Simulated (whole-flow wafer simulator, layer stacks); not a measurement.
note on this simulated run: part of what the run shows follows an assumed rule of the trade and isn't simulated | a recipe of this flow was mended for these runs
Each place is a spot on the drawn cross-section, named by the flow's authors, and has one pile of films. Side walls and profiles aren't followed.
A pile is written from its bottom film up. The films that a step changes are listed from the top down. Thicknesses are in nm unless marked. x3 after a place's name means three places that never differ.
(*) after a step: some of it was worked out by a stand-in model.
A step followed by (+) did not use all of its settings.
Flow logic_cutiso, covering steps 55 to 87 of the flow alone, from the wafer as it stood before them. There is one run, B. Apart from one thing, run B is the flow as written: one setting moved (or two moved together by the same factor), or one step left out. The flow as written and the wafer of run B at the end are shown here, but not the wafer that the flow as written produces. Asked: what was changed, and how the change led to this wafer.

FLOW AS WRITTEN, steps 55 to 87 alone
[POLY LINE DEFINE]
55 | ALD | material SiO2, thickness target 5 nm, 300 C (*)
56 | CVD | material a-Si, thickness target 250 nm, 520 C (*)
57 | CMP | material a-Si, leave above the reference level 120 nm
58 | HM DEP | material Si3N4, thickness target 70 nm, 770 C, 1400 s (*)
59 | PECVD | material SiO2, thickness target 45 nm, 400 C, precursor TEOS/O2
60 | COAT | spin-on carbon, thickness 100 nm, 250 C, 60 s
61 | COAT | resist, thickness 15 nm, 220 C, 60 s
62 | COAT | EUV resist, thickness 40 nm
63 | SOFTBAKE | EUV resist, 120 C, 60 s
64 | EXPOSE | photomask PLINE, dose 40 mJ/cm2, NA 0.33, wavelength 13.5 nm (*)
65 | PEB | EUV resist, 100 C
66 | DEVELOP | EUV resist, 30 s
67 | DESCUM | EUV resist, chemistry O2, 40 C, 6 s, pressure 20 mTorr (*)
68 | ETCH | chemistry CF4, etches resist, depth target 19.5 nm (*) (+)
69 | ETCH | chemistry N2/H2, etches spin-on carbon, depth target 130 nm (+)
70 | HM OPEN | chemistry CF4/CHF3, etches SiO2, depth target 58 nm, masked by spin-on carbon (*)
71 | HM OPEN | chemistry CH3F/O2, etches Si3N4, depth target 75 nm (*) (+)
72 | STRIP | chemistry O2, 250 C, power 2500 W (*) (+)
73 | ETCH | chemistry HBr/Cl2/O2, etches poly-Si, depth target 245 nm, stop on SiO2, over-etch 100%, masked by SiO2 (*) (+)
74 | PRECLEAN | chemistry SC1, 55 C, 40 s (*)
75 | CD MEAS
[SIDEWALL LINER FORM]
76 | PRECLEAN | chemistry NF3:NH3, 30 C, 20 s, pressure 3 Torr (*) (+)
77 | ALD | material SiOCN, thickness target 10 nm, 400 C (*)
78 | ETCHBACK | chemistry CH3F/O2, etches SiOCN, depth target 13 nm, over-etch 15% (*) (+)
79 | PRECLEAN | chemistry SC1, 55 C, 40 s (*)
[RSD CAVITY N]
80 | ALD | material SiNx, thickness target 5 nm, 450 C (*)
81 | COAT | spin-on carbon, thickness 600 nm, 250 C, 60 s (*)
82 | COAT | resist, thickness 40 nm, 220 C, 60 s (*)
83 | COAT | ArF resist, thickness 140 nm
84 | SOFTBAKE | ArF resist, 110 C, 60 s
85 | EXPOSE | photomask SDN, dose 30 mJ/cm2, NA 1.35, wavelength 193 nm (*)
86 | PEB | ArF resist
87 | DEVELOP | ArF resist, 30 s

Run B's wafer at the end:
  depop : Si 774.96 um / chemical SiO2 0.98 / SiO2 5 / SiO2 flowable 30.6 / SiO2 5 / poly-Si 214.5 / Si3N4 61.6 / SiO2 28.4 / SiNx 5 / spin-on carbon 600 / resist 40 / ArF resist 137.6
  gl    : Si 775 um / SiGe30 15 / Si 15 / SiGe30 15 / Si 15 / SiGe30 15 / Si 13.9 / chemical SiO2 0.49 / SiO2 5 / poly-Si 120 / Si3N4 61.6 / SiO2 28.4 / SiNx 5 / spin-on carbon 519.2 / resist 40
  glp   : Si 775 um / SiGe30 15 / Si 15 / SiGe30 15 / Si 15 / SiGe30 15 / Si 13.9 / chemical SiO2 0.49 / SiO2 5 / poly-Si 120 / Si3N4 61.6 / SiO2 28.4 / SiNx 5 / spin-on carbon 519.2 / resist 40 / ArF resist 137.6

What caused this: step 58, HM DEP: thickness target 61.6 nm was run, while the flow as written has thickness target 70 nm; step 58, HM DEP: 1232 s was run, where the flow has 1400 s.
One can read it off the wafer: depop has Si3N4 61.6, and step 58 as written asks for 70 nm.

Step by step, how the change led to this:
  58 | HM DEP | material Si3N4, thickness target 70 nm, 770 C, 1400 s (*)
      gl, glp, gxn and 11 more: +61.6 Si3N4 (new film), +120 poly-Si (new film), -120 a-Si (all of it) (in the flow as written it would be: +70 Si3N4 (new film), +120 poly-Si (new film), -120 a-Si (all of it))
      depop, dpovl x3, gfld, gxf, iso, lnri: +61.6 Si3N4 (new film), +214.5 poly-Si (new film), -214.5 a-Si (all of it) (in the flow as written it would be: +70 Si3N4 (new film), +214.5 poly-Si (new film), -214.5 a-Si (all of it))
  71 | HM OPEN | chemistry CH3F/O2, etches Si3N4, depth target 75 nm (*) (+)
      iso, lnr, lnri and 6 more: -46.8 Si3N4 (all of it), -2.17 poly-Si (in the flow as written it would be: -55.2 Si3N4 (all of it), -1.52 poly-Si)
